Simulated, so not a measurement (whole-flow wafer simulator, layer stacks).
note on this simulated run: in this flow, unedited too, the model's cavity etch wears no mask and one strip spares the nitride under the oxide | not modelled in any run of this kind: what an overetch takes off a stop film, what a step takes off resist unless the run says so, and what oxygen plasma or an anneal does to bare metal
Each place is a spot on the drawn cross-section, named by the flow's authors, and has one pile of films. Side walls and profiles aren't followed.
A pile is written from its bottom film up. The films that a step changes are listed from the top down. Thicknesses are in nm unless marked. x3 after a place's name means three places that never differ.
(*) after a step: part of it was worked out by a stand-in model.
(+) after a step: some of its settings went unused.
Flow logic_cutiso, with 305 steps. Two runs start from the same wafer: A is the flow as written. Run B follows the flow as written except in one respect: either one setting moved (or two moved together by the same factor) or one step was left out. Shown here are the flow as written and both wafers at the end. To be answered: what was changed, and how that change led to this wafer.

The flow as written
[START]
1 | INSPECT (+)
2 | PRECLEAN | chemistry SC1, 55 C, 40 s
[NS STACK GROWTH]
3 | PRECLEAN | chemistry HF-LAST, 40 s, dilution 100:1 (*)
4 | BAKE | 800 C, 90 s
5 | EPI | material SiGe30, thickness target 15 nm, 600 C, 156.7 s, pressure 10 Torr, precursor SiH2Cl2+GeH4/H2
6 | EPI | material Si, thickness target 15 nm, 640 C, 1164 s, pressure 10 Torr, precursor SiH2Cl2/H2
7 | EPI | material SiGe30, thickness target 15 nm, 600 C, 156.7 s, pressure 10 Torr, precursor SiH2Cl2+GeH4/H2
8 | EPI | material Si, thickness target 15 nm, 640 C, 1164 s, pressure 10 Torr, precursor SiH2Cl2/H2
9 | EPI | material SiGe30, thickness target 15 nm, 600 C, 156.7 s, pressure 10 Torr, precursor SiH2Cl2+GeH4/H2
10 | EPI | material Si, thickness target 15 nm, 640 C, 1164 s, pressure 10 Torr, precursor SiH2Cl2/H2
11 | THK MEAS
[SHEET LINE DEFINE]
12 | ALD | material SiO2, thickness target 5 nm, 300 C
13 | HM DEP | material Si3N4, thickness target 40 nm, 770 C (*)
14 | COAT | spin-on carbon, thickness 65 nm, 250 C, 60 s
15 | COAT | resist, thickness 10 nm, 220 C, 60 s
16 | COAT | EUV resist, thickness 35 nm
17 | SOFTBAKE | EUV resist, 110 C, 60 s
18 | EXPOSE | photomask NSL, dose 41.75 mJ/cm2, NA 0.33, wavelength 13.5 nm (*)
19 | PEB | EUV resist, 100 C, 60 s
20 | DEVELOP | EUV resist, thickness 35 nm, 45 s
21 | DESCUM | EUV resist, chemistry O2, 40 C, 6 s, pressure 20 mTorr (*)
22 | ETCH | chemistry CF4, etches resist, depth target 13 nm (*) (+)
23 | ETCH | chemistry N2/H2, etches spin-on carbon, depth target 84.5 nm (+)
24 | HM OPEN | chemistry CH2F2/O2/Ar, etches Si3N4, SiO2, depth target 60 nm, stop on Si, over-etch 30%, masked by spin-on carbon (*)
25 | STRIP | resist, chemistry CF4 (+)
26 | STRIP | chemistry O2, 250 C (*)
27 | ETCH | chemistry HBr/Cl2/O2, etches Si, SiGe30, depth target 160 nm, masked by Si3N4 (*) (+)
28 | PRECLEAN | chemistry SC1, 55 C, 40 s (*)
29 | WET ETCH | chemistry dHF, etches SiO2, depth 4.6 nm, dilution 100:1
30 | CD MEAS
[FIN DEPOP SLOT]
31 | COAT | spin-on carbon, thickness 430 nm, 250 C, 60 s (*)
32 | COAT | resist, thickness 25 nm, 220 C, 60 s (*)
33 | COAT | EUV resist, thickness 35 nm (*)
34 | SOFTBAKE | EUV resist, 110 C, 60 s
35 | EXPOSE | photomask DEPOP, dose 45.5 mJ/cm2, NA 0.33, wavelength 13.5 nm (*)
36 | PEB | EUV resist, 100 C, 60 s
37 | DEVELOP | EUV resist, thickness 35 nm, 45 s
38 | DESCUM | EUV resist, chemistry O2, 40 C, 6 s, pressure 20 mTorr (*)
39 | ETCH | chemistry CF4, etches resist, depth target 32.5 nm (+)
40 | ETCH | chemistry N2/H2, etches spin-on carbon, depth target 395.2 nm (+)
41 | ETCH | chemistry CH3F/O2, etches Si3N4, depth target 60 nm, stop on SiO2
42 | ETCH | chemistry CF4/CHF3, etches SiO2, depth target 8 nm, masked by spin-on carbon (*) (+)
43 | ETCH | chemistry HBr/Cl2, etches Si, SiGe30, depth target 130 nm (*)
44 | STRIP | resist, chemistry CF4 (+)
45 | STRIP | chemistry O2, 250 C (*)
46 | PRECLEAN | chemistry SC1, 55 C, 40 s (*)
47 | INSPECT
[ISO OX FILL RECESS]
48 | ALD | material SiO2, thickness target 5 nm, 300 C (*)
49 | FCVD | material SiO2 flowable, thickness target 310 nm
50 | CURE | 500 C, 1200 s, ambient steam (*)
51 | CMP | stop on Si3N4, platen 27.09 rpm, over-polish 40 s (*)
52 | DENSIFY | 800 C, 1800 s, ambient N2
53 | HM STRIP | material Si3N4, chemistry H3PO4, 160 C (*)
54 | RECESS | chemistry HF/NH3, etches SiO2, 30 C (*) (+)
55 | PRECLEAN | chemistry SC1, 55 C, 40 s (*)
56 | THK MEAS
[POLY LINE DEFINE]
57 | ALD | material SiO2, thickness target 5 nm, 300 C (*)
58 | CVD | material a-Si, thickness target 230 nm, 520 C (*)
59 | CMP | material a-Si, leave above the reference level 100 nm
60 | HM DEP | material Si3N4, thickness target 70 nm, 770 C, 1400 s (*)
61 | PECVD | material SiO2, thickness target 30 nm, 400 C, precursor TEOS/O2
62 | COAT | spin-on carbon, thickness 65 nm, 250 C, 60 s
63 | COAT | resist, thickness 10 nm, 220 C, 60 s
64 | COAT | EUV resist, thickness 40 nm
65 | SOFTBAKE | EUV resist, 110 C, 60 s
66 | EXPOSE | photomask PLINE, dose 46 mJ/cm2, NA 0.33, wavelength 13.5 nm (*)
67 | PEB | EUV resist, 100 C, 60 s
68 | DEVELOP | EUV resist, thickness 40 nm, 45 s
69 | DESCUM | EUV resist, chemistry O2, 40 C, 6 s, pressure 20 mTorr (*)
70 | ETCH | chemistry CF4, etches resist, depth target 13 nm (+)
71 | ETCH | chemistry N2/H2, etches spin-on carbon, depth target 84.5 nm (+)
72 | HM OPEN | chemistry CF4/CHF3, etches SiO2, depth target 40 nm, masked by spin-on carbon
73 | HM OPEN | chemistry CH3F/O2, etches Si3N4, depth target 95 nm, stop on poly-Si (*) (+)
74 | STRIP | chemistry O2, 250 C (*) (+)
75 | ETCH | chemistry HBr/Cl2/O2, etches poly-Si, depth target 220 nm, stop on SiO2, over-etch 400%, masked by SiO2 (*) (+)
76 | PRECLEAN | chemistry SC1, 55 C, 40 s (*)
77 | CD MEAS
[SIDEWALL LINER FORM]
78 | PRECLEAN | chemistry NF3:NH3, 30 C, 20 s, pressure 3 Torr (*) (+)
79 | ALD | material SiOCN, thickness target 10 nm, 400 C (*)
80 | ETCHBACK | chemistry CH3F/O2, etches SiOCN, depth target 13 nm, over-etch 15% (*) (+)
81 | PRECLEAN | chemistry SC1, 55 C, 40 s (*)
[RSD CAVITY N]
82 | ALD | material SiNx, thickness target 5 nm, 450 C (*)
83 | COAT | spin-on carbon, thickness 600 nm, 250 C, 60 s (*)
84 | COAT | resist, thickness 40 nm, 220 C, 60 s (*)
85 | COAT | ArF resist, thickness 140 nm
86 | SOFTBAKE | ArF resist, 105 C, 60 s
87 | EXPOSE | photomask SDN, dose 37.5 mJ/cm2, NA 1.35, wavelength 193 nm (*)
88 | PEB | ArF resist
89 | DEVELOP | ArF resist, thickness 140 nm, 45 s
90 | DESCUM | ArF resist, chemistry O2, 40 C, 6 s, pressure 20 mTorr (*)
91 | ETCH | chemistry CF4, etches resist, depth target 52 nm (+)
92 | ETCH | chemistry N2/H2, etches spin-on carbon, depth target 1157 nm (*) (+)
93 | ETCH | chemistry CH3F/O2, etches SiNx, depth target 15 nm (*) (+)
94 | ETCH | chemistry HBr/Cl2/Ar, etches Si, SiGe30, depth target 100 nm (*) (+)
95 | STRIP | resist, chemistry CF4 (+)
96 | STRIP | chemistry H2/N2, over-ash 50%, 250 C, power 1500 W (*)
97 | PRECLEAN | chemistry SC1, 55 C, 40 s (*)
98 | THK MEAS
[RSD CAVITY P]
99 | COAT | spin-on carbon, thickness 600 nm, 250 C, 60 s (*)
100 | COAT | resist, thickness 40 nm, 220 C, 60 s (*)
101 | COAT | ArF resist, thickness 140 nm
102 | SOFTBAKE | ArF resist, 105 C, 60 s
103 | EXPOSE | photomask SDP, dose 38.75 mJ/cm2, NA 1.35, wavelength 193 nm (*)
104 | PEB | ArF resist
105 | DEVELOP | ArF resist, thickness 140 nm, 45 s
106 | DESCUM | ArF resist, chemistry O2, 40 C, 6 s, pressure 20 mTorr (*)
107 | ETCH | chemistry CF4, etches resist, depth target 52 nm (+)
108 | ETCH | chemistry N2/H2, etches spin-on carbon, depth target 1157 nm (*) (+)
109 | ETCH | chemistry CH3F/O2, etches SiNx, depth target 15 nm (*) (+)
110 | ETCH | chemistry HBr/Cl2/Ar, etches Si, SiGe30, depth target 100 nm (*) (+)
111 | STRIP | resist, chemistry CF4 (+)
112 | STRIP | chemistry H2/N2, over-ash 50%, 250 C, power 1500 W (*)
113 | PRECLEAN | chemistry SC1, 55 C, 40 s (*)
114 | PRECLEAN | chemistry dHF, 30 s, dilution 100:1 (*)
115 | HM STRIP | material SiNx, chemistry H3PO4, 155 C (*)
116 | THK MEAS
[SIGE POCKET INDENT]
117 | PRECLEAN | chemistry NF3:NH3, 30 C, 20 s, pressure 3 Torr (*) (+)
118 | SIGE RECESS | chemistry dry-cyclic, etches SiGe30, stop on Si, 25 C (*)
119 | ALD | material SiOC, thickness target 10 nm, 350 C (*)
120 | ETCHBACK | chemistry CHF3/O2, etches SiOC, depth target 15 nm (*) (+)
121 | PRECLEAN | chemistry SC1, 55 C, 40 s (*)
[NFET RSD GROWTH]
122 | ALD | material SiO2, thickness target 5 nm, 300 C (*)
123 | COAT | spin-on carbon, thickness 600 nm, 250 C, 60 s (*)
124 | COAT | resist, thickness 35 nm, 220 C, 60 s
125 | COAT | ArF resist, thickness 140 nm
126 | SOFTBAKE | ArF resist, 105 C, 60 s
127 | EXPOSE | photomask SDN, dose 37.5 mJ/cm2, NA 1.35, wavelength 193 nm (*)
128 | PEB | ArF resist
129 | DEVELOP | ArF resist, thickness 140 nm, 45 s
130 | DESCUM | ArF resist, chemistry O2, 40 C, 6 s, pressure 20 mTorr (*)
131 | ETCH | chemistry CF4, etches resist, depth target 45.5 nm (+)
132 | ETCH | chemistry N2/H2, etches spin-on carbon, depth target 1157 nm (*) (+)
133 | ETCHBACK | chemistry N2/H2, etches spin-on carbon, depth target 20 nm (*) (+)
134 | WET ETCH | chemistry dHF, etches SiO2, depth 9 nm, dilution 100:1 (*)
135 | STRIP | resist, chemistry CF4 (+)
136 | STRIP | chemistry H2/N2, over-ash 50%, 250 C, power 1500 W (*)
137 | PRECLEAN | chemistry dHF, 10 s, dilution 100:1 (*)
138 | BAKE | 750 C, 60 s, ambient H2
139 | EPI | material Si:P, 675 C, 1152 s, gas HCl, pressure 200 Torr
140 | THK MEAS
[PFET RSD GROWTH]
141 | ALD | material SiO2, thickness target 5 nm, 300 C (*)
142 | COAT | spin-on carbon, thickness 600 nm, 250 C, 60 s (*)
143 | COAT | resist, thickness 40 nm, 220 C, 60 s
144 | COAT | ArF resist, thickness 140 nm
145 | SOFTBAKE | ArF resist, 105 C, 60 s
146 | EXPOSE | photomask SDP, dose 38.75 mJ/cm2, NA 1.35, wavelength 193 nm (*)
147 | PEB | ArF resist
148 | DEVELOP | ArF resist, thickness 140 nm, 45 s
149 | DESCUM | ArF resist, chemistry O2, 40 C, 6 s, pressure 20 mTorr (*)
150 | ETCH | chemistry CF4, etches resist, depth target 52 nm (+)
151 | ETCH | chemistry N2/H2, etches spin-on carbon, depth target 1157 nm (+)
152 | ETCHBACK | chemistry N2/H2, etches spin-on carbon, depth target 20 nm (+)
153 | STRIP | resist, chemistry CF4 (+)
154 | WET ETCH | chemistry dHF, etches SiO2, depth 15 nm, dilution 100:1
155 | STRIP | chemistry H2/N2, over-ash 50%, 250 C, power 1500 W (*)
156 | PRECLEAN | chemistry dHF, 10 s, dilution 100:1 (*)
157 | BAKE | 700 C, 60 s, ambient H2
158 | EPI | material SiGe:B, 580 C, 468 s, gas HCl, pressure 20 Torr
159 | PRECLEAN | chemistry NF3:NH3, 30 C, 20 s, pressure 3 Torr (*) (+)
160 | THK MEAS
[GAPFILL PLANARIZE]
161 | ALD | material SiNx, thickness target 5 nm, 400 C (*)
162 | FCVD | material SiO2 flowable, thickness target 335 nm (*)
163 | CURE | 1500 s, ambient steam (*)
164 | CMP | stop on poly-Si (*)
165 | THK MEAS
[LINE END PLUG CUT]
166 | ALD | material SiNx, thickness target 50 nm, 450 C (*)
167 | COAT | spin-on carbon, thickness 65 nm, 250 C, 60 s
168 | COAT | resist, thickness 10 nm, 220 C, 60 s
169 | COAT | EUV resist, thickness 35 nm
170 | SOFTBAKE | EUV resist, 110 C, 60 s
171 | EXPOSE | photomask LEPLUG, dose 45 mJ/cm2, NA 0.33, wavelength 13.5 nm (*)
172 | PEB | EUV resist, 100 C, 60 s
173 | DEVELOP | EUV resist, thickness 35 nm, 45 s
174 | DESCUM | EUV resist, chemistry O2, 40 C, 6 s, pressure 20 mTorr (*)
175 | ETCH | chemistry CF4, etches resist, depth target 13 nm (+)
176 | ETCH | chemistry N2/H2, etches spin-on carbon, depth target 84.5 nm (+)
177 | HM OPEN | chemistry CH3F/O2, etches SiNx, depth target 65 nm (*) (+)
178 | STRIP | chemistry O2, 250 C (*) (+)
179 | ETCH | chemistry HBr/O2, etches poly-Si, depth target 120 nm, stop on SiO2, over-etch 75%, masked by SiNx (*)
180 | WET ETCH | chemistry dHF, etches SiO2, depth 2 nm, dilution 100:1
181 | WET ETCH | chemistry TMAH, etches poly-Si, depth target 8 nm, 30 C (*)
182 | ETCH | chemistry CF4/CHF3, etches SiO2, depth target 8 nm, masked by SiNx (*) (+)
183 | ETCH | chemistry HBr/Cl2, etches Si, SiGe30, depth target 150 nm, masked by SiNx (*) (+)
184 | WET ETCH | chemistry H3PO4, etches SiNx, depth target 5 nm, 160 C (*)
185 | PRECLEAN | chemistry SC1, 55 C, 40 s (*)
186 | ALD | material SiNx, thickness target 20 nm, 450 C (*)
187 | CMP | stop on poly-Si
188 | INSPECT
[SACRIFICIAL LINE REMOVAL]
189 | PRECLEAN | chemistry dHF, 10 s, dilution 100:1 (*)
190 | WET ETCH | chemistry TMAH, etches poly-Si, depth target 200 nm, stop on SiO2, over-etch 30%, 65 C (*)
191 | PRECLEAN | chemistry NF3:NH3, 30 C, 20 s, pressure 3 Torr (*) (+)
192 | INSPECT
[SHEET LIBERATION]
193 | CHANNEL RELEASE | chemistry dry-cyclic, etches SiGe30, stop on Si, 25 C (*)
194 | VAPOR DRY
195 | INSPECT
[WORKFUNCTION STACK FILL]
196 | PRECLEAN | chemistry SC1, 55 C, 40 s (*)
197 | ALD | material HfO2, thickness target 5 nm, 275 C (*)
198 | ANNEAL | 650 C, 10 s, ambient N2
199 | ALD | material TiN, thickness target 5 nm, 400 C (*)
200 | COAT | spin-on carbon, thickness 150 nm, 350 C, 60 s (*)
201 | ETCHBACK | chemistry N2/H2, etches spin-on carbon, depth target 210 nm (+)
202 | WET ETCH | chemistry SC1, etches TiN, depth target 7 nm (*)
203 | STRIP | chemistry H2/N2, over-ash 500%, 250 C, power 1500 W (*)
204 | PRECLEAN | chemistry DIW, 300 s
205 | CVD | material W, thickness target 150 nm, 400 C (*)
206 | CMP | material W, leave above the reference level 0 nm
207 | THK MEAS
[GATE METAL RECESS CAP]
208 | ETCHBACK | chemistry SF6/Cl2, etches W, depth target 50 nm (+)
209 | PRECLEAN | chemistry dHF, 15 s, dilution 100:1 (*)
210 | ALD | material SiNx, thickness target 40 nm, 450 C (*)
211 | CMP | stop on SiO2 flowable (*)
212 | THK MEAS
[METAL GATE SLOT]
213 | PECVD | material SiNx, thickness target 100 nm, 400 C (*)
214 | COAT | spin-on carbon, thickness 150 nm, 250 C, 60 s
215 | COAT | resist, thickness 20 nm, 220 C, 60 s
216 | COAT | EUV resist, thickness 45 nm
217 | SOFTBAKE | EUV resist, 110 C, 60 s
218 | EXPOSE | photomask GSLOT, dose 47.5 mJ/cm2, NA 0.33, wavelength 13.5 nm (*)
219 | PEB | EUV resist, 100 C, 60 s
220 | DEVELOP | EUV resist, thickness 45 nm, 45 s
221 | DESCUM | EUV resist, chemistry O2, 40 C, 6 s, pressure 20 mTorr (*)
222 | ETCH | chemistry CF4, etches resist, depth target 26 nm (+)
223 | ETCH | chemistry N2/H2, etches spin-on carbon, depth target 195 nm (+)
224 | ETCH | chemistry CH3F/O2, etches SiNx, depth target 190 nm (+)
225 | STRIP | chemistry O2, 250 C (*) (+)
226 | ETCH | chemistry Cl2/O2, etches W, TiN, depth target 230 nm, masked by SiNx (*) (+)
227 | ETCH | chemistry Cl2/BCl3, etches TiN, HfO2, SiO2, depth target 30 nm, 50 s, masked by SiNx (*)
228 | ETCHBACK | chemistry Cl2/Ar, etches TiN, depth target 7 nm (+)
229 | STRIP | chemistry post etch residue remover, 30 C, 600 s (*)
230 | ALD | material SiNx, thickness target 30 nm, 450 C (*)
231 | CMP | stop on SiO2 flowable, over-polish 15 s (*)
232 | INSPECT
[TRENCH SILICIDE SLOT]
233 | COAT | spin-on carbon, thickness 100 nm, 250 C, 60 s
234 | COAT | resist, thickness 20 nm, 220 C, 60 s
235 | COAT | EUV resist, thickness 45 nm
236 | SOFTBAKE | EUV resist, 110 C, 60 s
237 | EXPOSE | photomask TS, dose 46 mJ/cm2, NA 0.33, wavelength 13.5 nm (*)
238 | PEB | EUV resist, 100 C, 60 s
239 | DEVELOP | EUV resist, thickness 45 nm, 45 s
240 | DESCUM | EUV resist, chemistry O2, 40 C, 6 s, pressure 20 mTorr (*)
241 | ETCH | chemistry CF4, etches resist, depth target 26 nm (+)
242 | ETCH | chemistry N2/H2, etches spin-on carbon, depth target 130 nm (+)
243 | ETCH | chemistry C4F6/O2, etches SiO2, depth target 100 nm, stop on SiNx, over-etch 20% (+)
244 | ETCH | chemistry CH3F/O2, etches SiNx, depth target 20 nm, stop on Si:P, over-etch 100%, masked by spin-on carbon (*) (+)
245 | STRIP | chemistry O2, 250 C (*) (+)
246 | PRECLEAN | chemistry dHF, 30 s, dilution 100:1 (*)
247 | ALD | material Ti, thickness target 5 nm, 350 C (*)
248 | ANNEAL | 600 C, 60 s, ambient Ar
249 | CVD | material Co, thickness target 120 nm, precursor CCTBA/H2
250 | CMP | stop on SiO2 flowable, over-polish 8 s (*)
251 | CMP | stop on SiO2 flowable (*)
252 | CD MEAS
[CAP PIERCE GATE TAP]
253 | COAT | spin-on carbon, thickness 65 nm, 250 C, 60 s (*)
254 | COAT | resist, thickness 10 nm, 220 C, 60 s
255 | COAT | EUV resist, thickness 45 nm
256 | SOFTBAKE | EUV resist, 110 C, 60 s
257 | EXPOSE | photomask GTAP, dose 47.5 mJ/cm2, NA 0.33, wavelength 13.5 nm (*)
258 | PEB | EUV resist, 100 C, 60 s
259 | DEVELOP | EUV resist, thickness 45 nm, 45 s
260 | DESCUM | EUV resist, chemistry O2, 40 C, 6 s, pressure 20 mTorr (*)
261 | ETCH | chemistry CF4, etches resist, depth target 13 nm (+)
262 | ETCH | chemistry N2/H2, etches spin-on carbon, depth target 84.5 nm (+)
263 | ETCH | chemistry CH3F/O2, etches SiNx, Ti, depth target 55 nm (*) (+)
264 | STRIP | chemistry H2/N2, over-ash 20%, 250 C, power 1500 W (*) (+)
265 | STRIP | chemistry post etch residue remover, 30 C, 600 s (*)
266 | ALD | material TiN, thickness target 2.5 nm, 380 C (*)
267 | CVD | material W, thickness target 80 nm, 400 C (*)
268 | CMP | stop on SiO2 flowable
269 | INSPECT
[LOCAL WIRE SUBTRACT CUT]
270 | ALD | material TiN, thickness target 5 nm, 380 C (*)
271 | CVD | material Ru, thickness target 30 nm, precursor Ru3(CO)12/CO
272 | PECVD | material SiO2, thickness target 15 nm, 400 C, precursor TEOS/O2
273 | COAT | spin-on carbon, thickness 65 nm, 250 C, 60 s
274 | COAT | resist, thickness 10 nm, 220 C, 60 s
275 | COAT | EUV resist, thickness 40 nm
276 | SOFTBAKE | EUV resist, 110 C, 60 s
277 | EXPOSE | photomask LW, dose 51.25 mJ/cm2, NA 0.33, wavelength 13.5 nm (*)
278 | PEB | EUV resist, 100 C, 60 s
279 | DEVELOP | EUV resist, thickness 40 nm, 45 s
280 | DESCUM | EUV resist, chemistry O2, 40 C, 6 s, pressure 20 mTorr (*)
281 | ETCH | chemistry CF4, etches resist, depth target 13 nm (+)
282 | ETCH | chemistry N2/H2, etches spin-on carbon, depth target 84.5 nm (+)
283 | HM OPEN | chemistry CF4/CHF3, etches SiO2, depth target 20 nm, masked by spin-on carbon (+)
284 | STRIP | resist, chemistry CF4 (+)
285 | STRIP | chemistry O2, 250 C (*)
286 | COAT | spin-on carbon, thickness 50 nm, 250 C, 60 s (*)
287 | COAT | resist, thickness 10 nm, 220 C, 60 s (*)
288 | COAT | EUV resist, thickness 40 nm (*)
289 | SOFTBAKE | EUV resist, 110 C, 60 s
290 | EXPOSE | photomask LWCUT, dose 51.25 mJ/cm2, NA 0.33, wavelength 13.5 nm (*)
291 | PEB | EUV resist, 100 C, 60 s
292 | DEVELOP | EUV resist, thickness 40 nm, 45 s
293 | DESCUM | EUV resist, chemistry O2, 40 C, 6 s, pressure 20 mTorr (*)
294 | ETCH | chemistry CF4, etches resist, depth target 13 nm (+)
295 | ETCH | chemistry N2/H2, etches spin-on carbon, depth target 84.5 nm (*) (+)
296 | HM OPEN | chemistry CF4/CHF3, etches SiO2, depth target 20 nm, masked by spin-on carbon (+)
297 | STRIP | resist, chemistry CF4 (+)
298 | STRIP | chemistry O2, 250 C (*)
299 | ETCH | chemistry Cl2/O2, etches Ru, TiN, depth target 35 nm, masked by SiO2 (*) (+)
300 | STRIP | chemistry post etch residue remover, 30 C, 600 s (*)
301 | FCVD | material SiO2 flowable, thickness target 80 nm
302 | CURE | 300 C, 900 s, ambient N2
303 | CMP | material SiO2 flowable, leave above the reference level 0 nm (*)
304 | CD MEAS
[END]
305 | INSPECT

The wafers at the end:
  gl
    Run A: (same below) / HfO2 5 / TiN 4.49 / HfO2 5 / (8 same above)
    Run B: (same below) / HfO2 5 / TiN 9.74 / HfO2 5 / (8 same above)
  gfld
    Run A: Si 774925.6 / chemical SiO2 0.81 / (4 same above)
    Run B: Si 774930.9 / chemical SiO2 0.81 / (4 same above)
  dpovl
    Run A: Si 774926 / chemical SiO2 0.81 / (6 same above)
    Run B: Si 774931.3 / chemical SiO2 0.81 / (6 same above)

The reason: step 9, EPI: 211.5 s was run, though the flow has 156.7 s.

Step by step, how the change led to this:
  9 | EPI | material SiGe30, thickness target 15 nm, 600 C, 156.7 s, pressure 10 Torr, precursor SiH2Cl2+GeH4/H2
      depop, dpovl, gfld and 19 more: A +15 SiGe30 (new film) | B +20.3 SiGe30 (new film)
  27 | ETCH | chemistry HBr/Cl2/O2, etches Si, SiGe30, depth target 160 nm, masked by Si3N4 (*) (+)
      gfld, gxf, iso, lnri: A -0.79 chemical SiO2 (all of it), -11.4 Si (all of it), -15 SiGe30 (all of it), -15 Si (all of it), -15 SiGe30 (all of it), -15 Si (all of it), -15 SiGe30 (all of it), -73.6 Si | B -0.79 chemical SiO2 (all of it), -11.4 Si (all of it), -20.3 SiGe30 (all of it), -15 Si (all of it), -15 SiGe30 (all of it), -15 Si (all of it), -15 SiGe30 (all of it), -68.4 Si
      dpovl, nsgap: A -0.79 chemical SiO2 (all of it), -11.8 Si (all of it), -15 SiGe30 (all of it), -15 Si (all of it), -15 SiGe30 (all of it), -15 Si (all of it), -15 SiGe30 (all of it), -73.2 Si | B -0.79 chemical SiO2 (all of it), -11.8 Si (all of it), -20.3 SiGe30 (all of it), -15 Si (all of it), -15 SiGe30 (all of it), -15 Si (all of it), -15 SiGe30 (all of it), -68 Si
      (as well as at 1 more place)
  43 | ETCH | chemistry HBr/Cl2, etches Si, SiGe30, depth target 130 nm (*)
      depop: A -14 Si (all of it), -15 SiGe30 (all of it), -15 Si (all of it), -15 SiGe30 (all of it), -15 Si (all of it), -15 SiGe30 (all of it), -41 Si | B -14 Si (all of it), -20.3 SiGe30 (all of it), -15 Si (all of it), -15 SiGe30 (all of it), -15 Si (all of it), -15 SiGe30 (all of it), -35.7 Si
  94 | ETCH | chemistry HBr/Cl2/Ar, etches Si, SiGe30, depth target 100 nm (*) (+)
      rsdn, rsdx: A -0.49 chemical SiO2 (all of it), -12.8 Si (all of it), -15 SiGe30 (all of it), -15 Si (all of it), -15 SiGe30 (all of it), -15 Si (all of it), -15 SiGe30 (all of it), -12.2 Si | B -0.49 chemical SiO2 (all of it), -12.8 Si (all of it), -20.3 SiGe30 (all of it), -15 Si (all of it), -15 SiGe30 (all of it), -15 Si (all of it), -15 SiGe30 (all of it), -6.91 Si
  110 | ETCH | chemistry HBr/Cl2/Ar, etches Si, SiGe30, depth target 100 nm (*) (+)
      rsdp, rsdw: A -0.49 chemical SiO2 (all of it), -12.8 Si (all of it), -15 SiGe30 (all of it), -15 Si (all of it), -15 SiGe30 (all of it), -15 Si (all of it), -15 SiGe30 (all of it), -12.2 Si | B -0.49 chemical SiO2 (all of it), -12.8 Si (all of it), -20.3 SiGe30 (all of it), -15 Si (all of it), -15 SiGe30 (all of it), -15 Si (all of it), -15 SiGe30 (all of it), -6.91 Si
  118 | SIGE RECESS | chemistry dry-cyclic, etches SiGe30, stop on Si, 25 C (*)
      lnr, lnrp, lnrt: A -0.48 SiOCN, -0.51 Si, +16 cavity (new film), -15 SiGe30 (all of it), -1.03 Si, +16 cavity (new film), -15 SiGe30 (all of it), -1.03 Si, +16 cavity (new film), -15 SiGe30 (all of it), -0.51 Si | B -0.48 SiOCN, -0.51 Si, +21.3 cavity (new film), -20.3 SiGe30 (all of it), -1.03 Si, +16 cavity (new film), -15 SiGe30 (all of it), -1.03 Si, +16 cavity (new film), -15 SiGe30 (all of it), -0.51 Si
  119 | ALD | material SiOC, thickness target 10 nm, 350 C (*)
      lnr, lnrp, lnrt: A +10 SiOC (new film), +16 SiOC (new film), -16 cavity (all of it), +16 SiOC (new film), -16 cavity (all of it), +16 SiOC (new film), -16 cavity (all of it) | B +10 SiOC (new film), +21.3 SiOC (new film), -21.3 cavity (all of it), +16 SiOC (new film), -16 cavity (all of it), +16 SiOC (new film), -16 cavity (all of it)
  183 | ETCH | chemistry HBr/Cl2, etches Si, SiGe30, depth target 150 nm, masked by SiNx (*) (+)
      plug: A -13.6 Si (all of it), -15 SiGe30 (all of it), -15 Si (all of it), -15 SiGe30 (all of it), -15 Si (all of it), -15 SiGe30 (all of it), -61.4 Si | B -13.6 Si (all of it), -20.3 SiGe30 (all of it), -15 Si (all of it), -15 SiGe30 (all of it), -15 Si (all of it), -15 SiGe30 (all of it), -56.2 Si
  193 | CHANNEL RELEASE | chemistry dry-cyclic, etches SiGe30, stop on Si, 25 C (*)
      gl, glp, gxn, gxp, ns, tap: A +0.8 chemical SiO2 (new film), -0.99 Si, +0.8 chemical SiO2 (new film), +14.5 cavity (new film), +0.8 chemical SiO2 (new film), -15 SiGe30 (all of it), -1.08 Si, +0.8 chemical SiO2 (new film), +14.5 cavity (new film), +0.8 chemical SiO2 (new film), -15 SiGe30 (all of it), -1.08 Si, +0.8 chemical SiO2 (new film), +14.5 cavity (new film), +0.8 chemical SiO2 (new film), -15 SiGe30 (all of it), -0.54 Si | B +0.8 chemical SiO2 (new film), -0.99 Si, +0.8 chemical SiO2 (new film), +19.7 cavity (new film), +0.8 chemical SiO2 (new film), -20.3 SiGe30 (all of it), -1.08 Si, +0.8 chemical SiO2 (new film), +14.5 cavity (new film), +0.8 chemical SiO2 (new film), -15 SiGe30 (all of it), -1.08 Si, +0.8 chemical SiO2 (new film), +14.5 cavity (new film), +0.8 chemical SiO2 (new film), -15 SiGe30 (all of it), -0.54 Si
  199 | ALD | material TiN, thickness target 5 nm, 400 C (*)
      gl, glp, tap: A +5.26 TiN (new film), +4.49 TiN (new film), -4.49 cavity (all of it), +4.49 TiN (new film), -4.49 cavity (all of it), +4.49 TiN (new film), -4.49 cavity (all of it) | B +5.26 TiN (new film), +9.74 TiN (new film), -9.74 cavity (all of it), +4.49 TiN (new film), -4.49 cavity (all of it), +4.49 TiN (new film), -4.49 cavity (all of it)
      gxn, gxp, ns: A +5 TiN (new film), +4.49 TiN (new film), -4.49 cavity (all of it), +4.49 TiN (new film), -4.49 cavity (all of it), +4.49 TiN (new film), -4.49 cavity (all of it) | B +5 TiN (new film), +9.74 TiN (new film), -9.74 cavity (all of it), +4.49 TiN (new film), -4.49 cavity (all of it), +4.49 TiN (new film), -4.49 cavity (all of it)
